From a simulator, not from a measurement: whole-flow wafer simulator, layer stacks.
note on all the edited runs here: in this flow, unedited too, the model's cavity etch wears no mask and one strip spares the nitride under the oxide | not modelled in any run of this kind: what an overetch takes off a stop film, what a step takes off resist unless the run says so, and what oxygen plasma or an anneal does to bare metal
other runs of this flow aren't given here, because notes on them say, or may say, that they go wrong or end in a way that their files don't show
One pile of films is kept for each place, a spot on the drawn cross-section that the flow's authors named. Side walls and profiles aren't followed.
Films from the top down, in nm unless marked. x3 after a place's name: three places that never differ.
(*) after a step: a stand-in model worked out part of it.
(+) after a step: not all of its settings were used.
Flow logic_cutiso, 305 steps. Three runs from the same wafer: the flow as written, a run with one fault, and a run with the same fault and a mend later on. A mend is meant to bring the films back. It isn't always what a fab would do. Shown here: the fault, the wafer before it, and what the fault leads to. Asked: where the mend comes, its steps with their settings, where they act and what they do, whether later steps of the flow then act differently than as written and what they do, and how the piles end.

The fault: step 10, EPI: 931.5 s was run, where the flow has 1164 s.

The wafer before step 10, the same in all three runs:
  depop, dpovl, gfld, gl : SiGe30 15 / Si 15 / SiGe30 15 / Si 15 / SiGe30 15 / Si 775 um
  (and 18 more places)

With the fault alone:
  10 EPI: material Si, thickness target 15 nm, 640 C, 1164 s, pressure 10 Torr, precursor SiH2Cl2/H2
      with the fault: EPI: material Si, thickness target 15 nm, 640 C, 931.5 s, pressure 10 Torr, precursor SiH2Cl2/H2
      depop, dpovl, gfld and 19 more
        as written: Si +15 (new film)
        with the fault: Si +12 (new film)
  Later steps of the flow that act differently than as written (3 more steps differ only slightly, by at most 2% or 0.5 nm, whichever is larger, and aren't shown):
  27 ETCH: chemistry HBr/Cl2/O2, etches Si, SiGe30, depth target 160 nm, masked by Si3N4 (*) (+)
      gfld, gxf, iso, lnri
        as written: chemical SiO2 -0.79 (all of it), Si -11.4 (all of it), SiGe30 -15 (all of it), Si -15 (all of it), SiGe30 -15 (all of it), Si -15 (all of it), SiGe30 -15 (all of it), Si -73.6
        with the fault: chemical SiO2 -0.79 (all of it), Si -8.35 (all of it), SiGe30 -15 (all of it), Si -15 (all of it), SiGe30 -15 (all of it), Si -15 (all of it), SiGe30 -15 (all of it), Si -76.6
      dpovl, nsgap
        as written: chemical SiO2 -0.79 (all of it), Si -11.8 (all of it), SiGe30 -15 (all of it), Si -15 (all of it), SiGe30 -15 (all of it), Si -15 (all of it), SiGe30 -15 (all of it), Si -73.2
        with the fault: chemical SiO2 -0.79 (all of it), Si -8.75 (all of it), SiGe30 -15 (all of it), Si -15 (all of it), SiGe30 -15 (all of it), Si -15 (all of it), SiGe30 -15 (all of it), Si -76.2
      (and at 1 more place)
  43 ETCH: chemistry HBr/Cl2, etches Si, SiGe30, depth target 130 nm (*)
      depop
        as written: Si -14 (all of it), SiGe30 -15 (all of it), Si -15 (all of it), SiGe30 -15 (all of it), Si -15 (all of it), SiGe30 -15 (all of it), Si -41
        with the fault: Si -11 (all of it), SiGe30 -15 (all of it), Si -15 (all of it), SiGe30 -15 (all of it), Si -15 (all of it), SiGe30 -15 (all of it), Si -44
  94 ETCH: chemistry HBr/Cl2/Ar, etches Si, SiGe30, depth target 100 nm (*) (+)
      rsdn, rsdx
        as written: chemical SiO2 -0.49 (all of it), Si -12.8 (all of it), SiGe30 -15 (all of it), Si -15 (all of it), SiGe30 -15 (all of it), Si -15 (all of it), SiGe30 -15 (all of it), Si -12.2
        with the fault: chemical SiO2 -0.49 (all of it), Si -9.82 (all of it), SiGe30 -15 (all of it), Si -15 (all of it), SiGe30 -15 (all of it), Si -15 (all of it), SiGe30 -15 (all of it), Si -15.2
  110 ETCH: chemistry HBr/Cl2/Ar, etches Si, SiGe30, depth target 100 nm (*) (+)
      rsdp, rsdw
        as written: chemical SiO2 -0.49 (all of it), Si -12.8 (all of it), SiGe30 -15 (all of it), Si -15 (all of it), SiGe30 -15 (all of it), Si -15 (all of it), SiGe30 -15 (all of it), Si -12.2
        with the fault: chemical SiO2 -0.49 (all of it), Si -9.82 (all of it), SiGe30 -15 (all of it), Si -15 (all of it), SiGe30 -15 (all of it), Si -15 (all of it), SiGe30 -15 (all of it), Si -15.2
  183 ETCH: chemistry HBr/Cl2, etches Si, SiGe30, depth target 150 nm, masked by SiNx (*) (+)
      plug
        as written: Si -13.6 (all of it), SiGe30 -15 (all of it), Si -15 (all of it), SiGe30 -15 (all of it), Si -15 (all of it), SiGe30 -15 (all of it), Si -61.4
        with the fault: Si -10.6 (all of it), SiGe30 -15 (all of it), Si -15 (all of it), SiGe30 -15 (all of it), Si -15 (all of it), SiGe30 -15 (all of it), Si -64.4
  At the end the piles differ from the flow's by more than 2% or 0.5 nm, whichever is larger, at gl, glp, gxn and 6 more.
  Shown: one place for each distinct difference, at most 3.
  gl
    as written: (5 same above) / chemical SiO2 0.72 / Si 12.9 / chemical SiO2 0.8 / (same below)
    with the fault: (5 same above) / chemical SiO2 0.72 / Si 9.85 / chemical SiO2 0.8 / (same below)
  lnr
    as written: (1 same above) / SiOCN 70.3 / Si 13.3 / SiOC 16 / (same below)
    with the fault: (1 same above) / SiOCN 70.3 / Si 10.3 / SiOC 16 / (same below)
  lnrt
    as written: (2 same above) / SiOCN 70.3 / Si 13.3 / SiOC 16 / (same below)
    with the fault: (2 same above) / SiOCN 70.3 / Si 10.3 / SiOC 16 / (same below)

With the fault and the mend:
  The mend comes after step 11.
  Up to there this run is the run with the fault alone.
  11a EPI: material Si, thickness target 15 nm, 640 C, 232.9 s, pressure 10 Torr, precursor SiH2Cl2/H2 (the flow's step 10 once more, with other settings)
      depop, dpovl, gfld and 19 more
        Si +3
  No later step of the flow acts differently than as written at any place that is followed.
  At the end the piles are the same as the flow's at every place that both follow.
